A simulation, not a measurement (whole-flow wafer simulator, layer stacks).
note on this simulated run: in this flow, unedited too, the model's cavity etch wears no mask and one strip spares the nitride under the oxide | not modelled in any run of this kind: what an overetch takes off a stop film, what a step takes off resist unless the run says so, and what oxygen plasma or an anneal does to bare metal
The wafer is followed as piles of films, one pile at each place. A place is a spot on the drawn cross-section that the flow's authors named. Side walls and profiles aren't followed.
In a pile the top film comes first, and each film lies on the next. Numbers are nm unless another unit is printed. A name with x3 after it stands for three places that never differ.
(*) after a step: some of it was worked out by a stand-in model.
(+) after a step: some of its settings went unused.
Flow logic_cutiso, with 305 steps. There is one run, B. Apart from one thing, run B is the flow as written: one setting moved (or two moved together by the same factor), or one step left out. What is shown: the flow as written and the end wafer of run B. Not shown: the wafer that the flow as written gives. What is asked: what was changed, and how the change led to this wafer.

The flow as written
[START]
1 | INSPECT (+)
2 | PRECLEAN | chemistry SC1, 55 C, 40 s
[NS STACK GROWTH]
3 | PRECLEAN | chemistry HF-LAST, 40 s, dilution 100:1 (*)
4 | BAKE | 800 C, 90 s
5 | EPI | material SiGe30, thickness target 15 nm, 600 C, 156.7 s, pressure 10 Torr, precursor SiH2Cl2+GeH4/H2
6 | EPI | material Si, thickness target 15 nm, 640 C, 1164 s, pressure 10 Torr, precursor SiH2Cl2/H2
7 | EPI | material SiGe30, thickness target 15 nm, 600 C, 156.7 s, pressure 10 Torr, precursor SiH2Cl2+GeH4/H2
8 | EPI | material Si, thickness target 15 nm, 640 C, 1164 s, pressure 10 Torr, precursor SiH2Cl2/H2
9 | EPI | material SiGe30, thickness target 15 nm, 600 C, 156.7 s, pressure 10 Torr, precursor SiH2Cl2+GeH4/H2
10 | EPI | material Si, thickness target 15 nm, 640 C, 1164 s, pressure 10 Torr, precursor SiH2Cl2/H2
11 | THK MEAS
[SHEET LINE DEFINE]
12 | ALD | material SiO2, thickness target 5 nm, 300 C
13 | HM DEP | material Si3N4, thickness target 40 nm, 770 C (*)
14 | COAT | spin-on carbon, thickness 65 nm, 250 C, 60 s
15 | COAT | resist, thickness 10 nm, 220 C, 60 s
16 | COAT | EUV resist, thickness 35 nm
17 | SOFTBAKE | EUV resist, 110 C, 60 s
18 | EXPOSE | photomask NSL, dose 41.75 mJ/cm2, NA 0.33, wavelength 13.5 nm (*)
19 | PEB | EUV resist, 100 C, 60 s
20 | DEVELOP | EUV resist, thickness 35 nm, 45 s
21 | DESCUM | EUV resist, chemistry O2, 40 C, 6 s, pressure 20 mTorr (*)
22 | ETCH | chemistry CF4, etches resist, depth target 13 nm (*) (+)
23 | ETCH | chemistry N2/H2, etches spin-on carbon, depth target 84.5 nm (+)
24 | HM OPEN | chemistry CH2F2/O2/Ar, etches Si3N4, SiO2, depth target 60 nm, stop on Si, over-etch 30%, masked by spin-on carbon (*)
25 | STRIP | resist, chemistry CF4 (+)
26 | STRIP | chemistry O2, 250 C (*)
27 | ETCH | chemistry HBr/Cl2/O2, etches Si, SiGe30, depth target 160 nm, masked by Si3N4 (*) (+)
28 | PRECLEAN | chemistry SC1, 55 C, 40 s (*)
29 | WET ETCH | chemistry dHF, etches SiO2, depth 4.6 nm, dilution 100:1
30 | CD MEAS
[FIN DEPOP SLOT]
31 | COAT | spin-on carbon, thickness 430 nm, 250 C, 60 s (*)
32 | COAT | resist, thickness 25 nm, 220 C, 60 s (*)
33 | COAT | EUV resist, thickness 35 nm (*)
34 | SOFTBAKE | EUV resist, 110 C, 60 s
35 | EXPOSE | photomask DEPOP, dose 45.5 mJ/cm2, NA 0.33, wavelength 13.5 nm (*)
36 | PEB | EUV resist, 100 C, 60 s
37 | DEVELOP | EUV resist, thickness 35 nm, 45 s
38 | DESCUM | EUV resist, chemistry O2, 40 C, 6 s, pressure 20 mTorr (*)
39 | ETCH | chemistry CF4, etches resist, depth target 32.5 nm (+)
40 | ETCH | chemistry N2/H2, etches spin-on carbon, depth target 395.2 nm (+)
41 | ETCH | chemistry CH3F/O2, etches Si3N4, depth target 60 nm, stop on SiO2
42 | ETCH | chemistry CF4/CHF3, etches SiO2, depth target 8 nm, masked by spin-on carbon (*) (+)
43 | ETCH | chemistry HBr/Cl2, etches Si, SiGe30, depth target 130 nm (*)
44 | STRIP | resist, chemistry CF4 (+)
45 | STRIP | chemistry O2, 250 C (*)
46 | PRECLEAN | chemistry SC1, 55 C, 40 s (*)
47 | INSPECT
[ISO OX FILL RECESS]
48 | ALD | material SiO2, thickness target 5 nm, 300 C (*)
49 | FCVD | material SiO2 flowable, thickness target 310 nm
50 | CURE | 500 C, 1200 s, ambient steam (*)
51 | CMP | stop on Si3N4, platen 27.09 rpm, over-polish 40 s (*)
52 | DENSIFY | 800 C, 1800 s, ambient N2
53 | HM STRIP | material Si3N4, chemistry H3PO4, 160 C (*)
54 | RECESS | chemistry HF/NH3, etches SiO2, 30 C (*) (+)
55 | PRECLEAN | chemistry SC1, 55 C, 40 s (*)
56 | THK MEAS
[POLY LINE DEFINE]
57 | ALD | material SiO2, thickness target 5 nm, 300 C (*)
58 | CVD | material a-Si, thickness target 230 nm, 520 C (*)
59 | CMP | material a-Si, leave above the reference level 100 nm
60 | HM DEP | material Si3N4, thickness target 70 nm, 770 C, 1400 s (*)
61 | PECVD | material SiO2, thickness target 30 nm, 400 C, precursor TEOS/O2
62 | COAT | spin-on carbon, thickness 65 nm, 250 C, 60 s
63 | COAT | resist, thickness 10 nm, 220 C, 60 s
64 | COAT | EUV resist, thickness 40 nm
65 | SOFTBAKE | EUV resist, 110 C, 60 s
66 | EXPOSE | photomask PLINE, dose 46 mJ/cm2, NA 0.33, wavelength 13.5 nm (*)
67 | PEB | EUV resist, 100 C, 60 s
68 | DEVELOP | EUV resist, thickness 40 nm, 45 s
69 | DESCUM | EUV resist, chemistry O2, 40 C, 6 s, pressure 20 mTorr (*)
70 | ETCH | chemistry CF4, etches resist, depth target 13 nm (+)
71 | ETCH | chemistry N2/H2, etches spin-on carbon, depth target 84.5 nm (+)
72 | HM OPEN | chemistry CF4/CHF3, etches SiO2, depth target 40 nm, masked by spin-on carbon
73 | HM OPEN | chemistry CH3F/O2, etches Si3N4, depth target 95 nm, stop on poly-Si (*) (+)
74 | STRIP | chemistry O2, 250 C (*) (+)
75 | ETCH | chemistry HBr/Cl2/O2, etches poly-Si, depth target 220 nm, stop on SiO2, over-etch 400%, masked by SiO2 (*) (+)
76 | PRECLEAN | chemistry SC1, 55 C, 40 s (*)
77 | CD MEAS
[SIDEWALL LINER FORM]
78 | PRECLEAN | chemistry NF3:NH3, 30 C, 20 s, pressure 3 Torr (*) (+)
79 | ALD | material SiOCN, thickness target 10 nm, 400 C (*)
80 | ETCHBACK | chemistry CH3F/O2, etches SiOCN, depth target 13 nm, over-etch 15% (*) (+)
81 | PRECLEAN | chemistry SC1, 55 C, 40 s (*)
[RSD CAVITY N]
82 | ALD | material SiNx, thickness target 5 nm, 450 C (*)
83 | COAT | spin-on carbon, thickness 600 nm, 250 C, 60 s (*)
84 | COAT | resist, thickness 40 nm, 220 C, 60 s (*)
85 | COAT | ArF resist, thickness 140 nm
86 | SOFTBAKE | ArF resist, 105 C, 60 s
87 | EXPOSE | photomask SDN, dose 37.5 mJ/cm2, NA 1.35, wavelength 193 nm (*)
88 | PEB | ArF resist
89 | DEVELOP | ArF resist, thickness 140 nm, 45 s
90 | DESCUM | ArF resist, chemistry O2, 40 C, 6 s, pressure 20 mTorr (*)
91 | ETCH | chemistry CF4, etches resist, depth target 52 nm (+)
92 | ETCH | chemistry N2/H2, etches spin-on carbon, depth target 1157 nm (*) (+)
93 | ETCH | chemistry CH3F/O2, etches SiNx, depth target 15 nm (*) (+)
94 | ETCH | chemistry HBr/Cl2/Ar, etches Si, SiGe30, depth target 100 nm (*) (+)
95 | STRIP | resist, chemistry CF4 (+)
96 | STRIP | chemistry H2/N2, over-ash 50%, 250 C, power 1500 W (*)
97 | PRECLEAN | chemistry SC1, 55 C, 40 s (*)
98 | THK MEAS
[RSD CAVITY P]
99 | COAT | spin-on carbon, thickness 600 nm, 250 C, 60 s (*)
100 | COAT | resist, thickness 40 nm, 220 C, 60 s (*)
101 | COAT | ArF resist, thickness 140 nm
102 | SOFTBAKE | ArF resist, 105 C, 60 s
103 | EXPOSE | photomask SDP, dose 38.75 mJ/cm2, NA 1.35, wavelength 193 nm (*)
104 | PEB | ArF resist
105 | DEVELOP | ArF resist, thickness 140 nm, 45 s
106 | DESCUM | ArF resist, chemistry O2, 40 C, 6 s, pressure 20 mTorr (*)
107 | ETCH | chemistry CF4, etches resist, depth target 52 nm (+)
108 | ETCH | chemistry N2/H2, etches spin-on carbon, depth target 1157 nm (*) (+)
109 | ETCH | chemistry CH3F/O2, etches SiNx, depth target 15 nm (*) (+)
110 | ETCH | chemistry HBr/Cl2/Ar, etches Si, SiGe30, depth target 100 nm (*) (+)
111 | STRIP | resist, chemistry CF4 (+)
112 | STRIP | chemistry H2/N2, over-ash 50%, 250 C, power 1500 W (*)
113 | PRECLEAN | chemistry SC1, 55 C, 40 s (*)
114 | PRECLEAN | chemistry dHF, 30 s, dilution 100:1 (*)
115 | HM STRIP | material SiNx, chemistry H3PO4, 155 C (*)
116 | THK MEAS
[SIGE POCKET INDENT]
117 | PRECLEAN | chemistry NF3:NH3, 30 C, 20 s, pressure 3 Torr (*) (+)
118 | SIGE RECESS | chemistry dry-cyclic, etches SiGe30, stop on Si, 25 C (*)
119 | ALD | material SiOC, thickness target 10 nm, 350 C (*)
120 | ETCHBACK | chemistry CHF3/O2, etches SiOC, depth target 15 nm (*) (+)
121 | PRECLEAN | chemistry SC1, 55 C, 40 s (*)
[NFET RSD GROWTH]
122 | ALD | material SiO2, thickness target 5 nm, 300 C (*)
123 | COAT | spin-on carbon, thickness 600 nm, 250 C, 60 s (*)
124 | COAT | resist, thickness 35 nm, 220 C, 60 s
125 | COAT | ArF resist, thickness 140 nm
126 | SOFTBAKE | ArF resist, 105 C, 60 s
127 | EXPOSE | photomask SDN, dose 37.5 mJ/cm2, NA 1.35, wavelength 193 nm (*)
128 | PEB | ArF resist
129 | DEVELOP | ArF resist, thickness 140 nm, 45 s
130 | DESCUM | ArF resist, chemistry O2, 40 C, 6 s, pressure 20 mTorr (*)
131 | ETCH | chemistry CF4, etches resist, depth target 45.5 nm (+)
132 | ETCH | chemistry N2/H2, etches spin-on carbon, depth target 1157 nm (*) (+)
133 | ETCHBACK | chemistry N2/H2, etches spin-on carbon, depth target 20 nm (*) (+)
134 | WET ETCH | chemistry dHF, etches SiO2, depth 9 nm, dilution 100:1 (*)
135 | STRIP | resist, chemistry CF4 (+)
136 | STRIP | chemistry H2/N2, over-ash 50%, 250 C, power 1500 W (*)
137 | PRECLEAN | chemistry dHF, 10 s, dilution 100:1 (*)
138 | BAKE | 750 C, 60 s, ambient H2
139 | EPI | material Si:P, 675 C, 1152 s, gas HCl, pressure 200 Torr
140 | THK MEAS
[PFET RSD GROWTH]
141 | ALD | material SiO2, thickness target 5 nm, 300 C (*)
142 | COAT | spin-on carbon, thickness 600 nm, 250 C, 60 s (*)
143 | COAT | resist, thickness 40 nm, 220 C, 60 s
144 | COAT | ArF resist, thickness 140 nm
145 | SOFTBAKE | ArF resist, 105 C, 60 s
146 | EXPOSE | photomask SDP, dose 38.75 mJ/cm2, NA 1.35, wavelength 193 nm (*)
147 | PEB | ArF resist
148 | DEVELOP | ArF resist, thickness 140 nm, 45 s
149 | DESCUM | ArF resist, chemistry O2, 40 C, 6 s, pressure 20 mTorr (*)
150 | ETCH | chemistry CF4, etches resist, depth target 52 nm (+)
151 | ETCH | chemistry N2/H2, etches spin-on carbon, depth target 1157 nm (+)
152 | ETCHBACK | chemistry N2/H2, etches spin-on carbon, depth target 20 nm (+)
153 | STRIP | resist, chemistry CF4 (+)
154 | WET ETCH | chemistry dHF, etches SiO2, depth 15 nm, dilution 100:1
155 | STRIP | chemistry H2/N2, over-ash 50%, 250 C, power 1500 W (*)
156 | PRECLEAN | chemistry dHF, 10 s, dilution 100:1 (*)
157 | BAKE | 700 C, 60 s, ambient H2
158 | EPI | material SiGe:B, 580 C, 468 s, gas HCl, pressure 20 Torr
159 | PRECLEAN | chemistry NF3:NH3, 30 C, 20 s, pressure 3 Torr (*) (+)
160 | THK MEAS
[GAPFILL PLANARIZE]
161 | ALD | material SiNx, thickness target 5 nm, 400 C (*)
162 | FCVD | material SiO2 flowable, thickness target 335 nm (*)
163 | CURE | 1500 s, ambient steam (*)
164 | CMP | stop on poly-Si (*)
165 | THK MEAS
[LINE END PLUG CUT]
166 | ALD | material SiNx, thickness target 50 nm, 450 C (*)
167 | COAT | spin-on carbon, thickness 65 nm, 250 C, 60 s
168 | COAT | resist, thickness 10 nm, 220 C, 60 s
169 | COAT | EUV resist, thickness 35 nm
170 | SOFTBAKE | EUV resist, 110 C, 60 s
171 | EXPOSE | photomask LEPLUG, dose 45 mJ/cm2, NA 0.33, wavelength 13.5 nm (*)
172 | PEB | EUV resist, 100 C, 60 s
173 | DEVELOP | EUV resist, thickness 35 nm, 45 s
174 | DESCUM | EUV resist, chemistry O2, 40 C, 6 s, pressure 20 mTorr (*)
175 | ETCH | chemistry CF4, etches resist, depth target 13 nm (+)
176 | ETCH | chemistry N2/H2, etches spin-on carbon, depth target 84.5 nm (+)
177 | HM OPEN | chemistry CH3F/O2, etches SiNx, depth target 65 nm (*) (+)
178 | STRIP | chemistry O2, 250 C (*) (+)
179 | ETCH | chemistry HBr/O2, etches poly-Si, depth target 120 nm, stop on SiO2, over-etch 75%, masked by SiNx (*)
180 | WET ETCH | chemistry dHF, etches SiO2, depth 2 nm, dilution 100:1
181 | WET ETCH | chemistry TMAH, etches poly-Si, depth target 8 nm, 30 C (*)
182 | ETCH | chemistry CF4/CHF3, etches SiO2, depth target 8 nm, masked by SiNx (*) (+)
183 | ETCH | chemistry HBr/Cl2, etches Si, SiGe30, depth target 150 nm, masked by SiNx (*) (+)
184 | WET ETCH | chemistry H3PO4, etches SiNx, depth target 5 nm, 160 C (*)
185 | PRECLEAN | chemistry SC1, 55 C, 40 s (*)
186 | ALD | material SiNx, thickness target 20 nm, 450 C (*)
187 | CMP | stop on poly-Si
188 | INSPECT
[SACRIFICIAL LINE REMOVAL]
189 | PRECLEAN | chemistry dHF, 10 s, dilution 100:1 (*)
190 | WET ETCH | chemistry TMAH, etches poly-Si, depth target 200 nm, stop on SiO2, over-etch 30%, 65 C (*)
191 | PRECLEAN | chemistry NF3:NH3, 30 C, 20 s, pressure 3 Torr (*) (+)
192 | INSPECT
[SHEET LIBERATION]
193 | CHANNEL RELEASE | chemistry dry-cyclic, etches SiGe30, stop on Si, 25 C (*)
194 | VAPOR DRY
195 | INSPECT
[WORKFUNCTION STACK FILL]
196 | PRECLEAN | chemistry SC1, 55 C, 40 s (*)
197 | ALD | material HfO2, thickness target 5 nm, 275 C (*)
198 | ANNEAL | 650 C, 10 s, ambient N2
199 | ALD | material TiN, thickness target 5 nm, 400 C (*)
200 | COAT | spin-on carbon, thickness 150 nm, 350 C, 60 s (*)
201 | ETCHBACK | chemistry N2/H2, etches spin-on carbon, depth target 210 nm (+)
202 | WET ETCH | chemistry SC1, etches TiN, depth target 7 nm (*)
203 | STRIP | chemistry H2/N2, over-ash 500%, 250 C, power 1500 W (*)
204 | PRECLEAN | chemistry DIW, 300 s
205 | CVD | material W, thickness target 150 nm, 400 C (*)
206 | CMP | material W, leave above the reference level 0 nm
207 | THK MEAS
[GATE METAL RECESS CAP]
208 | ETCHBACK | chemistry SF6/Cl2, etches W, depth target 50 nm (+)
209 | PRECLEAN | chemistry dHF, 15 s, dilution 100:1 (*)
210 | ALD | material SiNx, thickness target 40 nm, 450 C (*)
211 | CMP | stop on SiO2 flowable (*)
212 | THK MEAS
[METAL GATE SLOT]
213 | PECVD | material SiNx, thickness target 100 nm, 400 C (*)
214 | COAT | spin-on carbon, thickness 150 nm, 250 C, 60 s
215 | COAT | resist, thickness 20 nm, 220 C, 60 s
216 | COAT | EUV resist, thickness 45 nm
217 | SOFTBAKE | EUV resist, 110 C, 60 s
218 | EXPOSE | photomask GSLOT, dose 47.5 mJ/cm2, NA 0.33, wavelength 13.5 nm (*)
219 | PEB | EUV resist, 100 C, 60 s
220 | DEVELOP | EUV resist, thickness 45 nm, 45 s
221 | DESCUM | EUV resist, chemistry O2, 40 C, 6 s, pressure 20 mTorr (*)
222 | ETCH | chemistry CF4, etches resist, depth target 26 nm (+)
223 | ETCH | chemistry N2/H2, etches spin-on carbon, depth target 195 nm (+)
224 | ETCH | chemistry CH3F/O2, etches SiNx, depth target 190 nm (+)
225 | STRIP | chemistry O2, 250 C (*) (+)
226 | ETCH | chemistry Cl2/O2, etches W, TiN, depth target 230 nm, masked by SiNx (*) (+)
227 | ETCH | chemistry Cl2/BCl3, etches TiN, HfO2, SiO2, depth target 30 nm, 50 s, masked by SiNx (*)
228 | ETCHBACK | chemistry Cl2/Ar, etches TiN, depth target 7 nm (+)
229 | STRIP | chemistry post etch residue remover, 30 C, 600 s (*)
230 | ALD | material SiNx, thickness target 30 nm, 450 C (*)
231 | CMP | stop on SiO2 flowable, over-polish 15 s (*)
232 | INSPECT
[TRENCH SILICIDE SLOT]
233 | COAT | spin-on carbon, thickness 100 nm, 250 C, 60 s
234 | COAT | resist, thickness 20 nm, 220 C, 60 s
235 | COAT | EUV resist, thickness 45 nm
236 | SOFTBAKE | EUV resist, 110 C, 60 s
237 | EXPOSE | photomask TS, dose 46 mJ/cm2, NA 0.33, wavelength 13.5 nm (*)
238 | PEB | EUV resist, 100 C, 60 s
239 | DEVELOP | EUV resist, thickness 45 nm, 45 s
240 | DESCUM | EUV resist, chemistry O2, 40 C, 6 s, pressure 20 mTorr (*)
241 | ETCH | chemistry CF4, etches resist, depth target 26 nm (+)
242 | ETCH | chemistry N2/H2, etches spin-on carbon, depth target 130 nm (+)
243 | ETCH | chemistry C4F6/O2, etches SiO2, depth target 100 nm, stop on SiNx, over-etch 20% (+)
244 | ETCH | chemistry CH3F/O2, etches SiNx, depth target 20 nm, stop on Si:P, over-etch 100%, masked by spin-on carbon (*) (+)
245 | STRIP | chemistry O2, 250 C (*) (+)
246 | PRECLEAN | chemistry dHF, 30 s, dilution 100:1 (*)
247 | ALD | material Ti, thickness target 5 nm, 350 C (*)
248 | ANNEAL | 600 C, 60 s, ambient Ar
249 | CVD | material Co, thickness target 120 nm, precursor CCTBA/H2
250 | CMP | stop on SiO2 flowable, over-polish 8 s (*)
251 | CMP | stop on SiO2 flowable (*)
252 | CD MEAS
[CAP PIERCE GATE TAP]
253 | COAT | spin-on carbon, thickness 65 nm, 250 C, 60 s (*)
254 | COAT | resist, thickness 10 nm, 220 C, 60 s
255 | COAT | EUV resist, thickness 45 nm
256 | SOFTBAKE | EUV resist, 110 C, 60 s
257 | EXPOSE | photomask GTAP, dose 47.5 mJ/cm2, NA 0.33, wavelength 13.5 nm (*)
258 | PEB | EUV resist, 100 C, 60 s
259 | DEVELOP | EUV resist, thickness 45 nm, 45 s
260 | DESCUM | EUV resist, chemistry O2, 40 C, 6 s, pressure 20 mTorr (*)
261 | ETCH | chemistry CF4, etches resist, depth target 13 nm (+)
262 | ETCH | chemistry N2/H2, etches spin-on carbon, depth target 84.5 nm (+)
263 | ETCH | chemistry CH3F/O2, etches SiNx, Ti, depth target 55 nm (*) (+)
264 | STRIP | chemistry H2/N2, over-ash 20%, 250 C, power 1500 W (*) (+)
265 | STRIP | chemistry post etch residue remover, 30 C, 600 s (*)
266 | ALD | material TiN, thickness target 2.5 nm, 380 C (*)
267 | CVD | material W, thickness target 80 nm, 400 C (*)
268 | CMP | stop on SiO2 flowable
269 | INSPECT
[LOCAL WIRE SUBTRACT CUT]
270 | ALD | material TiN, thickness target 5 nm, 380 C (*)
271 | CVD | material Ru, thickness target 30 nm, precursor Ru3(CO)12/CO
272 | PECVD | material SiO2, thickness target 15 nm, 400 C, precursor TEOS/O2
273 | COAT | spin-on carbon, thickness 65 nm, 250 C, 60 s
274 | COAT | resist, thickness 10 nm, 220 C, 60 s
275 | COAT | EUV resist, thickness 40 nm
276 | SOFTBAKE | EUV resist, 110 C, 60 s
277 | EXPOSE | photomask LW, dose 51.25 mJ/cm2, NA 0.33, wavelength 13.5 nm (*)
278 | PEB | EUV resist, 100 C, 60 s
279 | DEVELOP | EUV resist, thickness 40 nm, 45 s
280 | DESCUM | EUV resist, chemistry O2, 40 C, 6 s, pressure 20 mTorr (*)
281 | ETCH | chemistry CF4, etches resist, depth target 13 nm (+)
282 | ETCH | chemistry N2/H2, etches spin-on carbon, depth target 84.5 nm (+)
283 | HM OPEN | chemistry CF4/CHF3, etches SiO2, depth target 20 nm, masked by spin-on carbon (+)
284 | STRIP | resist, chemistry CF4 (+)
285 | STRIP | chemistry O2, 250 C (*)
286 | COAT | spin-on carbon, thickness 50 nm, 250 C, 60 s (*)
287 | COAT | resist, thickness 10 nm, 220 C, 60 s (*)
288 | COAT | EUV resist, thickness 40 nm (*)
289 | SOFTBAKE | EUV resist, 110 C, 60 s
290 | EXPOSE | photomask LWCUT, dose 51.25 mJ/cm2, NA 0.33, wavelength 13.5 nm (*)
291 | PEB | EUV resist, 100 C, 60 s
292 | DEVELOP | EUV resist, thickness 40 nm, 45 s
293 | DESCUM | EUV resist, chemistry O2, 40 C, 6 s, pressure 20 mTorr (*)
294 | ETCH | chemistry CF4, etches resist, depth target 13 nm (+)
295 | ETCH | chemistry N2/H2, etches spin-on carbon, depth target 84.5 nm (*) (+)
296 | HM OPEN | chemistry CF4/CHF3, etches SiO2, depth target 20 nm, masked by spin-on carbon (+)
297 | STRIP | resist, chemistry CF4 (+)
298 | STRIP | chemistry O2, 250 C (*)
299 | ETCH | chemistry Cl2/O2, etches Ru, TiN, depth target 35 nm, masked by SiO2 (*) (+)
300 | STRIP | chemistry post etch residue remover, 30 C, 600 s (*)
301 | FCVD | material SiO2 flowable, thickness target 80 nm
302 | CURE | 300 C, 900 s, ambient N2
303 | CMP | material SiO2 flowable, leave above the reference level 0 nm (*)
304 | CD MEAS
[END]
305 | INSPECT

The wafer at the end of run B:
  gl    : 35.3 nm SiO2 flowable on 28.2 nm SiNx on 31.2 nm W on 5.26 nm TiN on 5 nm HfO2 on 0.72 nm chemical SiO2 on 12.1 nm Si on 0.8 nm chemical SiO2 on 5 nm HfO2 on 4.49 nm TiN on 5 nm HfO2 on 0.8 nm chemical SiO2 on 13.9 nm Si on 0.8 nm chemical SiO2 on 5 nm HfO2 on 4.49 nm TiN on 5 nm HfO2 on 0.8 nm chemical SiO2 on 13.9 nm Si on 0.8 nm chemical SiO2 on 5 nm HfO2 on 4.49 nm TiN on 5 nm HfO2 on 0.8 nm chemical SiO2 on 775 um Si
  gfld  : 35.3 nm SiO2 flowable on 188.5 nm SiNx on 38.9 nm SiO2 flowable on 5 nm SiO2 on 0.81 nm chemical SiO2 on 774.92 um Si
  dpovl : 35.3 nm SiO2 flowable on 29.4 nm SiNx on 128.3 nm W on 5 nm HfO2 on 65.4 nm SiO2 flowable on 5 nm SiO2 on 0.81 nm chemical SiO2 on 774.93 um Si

What caused this: step 10, EPI: 1106 s was run, whereas the flow has 1164 s.

The path from the change to this, step by step:
  10 | EPI | material Si, thickness target 15 nm, 640 C, 1164 s, pressure 10 Torr, precursor SiH2Cl2/H2
      depop, dpovl, gfld and 19 more: Si gains 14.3 (new film) (it would be, as written: Si gains 15 (new film))
  27 | ETCH | chemistry HBr/Cl2/O2, etches Si, SiGe30, depth target 160 nm, masked by Si3N4 (*) (+)
      gfld, gxf, iso, lnri: chemical SiO2 loses 0.79 (all of it), Si loses 10.6 (all of it), SiGe30 loses 15 (all of it), Si loses 15 (all of it), SiGe30 loses 15 (all of it), Si loses 15 (all of it), SiGe30 loses 15 (all of it), Si loses 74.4 (it would be, as written: chemical SiO2 loses 0.79 (all of it), Si loses 11.4 (all of it), SiGe30 loses 15 (all of it), Si loses 15 (all of it), SiGe30 loses 15 (all of it), Si loses 15 (all of it), SiGe30 loses 15 (all of it), Si loses 73.6)
      dpovl, nsgap: chemical SiO2 loses 0.79 (all of it), Si loses 11 (all of it), SiGe30 loses 15 (all of it), Si loses 15 (all of it), SiGe30 loses 15 (all of it), Si loses 15 (all of it), SiGe30 loses 15 (all of it), Si loses 74 (it would be, as written: chemical SiO2 loses 0.79 (all of it), Si loses 11.8 (all of it), SiGe30 loses 15 (all of it), Si loses 15 (all of it), SiGe30 loses 15 (all of it), Si loses 15 (all of it), SiGe30 loses 15 (all of it), Si loses 73.2)
      (and at 1 other place as well)
  43 | ETCH | chemistry HBr/Cl2, etches Si, SiGe30, depth target 130 nm (*)
      depop: Si loses 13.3 (all of it), SiGe30 loses 15 (all of it), Si loses 15 (all of it), SiGe30 loses 15 (all of it), Si loses 15 (all of it), SiGe30 loses 15 (all of it), Si loses 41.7 (it would be, as written: Si loses 14 (all of it), SiGe30 loses 15 (all of it), Si loses 15 (all of it), SiGe30 loses 15 (all of it), Si loses 15 (all of it), SiGe30 loses 15 (all of it), Si loses 41)
  94 | ETCH | chemistry HBr/Cl2/Ar, etches Si, SiGe30, depth target 100 nm (*) (+)
      rsdn, rsdx: chemical SiO2 loses 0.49 (all of it), Si loses 12.1 (all of it), SiGe30 loses 15 (all of it), Si loses 15 (all of it), SiGe30 loses 15 (all of it), Si loses 15 (all of it), SiGe30 loses 15 (all of it), Si loses 12.9 (it would be, as written: chemical SiO2 loses 0.49 (all of it), Si loses 12.8 (all of it), SiGe30 loses 15 (all of it), Si loses 15 (all of it), SiGe30 loses 15 (all of it), Si loses 15 (all of it), SiGe30 loses 15 (all of it), Si loses 12.2)
  110 | ETCH | chemistry HBr/Cl2/Ar, etches Si, SiGe30, depth target 100 nm (*) (+)
      rsdp, rsdw: chemical SiO2 loses 0.49 (all of it), Si loses 12.1 (all of it), SiGe30 loses 15 (all of it), Si loses 15 (all of it), SiGe30 loses 15 (all of it), Si loses 15 (all of it), SiGe30 loses 15 (all of it), Si loses 12.9 (it would be, as written: chemical SiO2 loses 0.49 (all of it), Si loses 12.8 (all of it), SiGe30 loses 15 (all of it), Si loses 15 (all of it), SiGe30 loses 15 (all of it), Si loses 15 (all of it), SiGe30 loses 15 (all of it), Si loses 12.2)
  183 | ETCH | chemistry HBr/Cl2, etches Si, SiGe30, depth target 150 nm, masked by SiNx (*) (+)
      plug: Si loses 12.8 (all of it), SiGe30 loses 15 (all of it), Si loses 15 (all of it), SiGe30 loses 15 (all of it), Si loses 15 (all of it), SiGe30 loses 15 (all of it), Si loses 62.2 (it would be, as written: Si loses 13.6 (all of it), SiGe30 loses 15 (all of it), Si loses 15 (all of it), SiGe30 loses 15 (all of it), Si loses 15 (all of it), SiGe30 loses 15 (all of it), Si loses 61.4)
